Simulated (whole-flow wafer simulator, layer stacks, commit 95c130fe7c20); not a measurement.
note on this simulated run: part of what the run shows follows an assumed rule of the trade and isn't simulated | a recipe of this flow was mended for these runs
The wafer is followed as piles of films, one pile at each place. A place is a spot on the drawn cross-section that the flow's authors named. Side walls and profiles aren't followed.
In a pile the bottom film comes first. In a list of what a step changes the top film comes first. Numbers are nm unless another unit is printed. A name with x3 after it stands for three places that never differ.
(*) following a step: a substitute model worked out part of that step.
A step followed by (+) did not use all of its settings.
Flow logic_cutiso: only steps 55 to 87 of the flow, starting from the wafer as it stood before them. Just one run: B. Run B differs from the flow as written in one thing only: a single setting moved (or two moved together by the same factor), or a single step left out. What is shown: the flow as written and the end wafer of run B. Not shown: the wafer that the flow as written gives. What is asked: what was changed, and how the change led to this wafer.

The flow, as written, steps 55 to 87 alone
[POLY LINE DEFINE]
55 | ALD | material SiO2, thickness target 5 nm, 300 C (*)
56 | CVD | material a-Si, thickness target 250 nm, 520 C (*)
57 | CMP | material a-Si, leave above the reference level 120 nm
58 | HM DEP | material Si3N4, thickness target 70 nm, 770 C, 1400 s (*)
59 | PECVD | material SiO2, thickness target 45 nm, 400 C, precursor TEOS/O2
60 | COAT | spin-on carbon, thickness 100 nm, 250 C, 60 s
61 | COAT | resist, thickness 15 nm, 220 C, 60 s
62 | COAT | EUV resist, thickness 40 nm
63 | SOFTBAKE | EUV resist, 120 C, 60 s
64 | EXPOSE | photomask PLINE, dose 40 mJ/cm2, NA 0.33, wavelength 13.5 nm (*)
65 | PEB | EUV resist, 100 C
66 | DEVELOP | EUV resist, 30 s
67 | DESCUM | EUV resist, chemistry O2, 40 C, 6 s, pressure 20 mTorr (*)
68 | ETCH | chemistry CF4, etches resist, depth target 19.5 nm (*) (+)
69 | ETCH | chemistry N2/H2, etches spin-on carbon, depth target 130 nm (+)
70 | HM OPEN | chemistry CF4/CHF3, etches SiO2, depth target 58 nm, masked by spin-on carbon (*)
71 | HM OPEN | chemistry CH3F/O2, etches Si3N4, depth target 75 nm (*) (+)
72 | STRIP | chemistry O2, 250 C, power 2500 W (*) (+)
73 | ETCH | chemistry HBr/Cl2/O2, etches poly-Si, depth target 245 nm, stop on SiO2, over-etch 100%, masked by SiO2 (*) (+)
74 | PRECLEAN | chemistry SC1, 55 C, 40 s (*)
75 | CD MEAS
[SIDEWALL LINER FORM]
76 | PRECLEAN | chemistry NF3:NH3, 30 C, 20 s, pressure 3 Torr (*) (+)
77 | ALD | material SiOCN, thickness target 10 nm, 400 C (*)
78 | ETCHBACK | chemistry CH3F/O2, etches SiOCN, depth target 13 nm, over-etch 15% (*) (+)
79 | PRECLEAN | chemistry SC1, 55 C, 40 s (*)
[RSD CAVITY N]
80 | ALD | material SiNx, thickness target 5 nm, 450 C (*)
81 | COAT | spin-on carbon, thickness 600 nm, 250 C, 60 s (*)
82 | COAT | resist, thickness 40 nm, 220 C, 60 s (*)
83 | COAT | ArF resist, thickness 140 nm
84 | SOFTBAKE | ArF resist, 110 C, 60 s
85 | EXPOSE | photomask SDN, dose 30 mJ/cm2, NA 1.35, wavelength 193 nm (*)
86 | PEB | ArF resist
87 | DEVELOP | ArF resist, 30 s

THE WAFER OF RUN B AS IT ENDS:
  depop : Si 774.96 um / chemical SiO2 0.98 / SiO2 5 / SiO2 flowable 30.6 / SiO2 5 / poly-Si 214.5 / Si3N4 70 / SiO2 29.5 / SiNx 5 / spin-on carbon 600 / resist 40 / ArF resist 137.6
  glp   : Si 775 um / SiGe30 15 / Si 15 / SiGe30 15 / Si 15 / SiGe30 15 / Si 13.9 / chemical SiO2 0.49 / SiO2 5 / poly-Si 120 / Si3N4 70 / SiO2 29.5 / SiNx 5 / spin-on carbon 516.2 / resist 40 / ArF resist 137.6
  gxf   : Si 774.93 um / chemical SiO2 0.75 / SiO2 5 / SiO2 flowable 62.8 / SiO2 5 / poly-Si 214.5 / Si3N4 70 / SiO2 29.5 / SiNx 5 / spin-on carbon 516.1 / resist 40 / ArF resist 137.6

The reason: step 73, ETCH: depth target 106.4 nm was run, while the flow as written has depth target 245 nm.

Step by step, how the change led to this:
  73 | ETCH | chemistry HBr/Cl2/O2, etches poly-Si, depth target 245 nm, stop on SiO2, over-etch 100%, masked by SiO2 (*) (+)
      iso, lnri: chemical SiO2 loses 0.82 (all of it), poly-Si loses 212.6 (all of it) (in the flow as written it would be: chemical SiO2 loses 0.82 (all of it), poly-Si loses 212.6 (all of it), SiO2 loses 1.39)
      depop, dpovl x3, gfld and 8 more: SiO2 loses 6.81 (in the flow as written it would be: SiO2 loses 7.88)
      (also at 7 further places)
  76 | PRECLEAN | chemistry NF3:NH3, 30 C, 20 s, pressure 3 Torr (*) (+)
      lnr, lnrp, lnrt, rsdn, rsdp, rsdw, rsdx: SiO2 loses 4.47 (all of it), chemical SiO2 loses 0.49 (all of it) (in the flow as written it would be: SiO2 loses 3.09 (all of it), chemical SiO2 loses 0.49 (all of it))
      iso, lnri: SiO2 loses 4.95 (all of it), SiO2 flowable loses 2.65 (in the flow as written it would be: SiO2 loses 3.56 (all of it), SiO2 flowable loses 4.26)
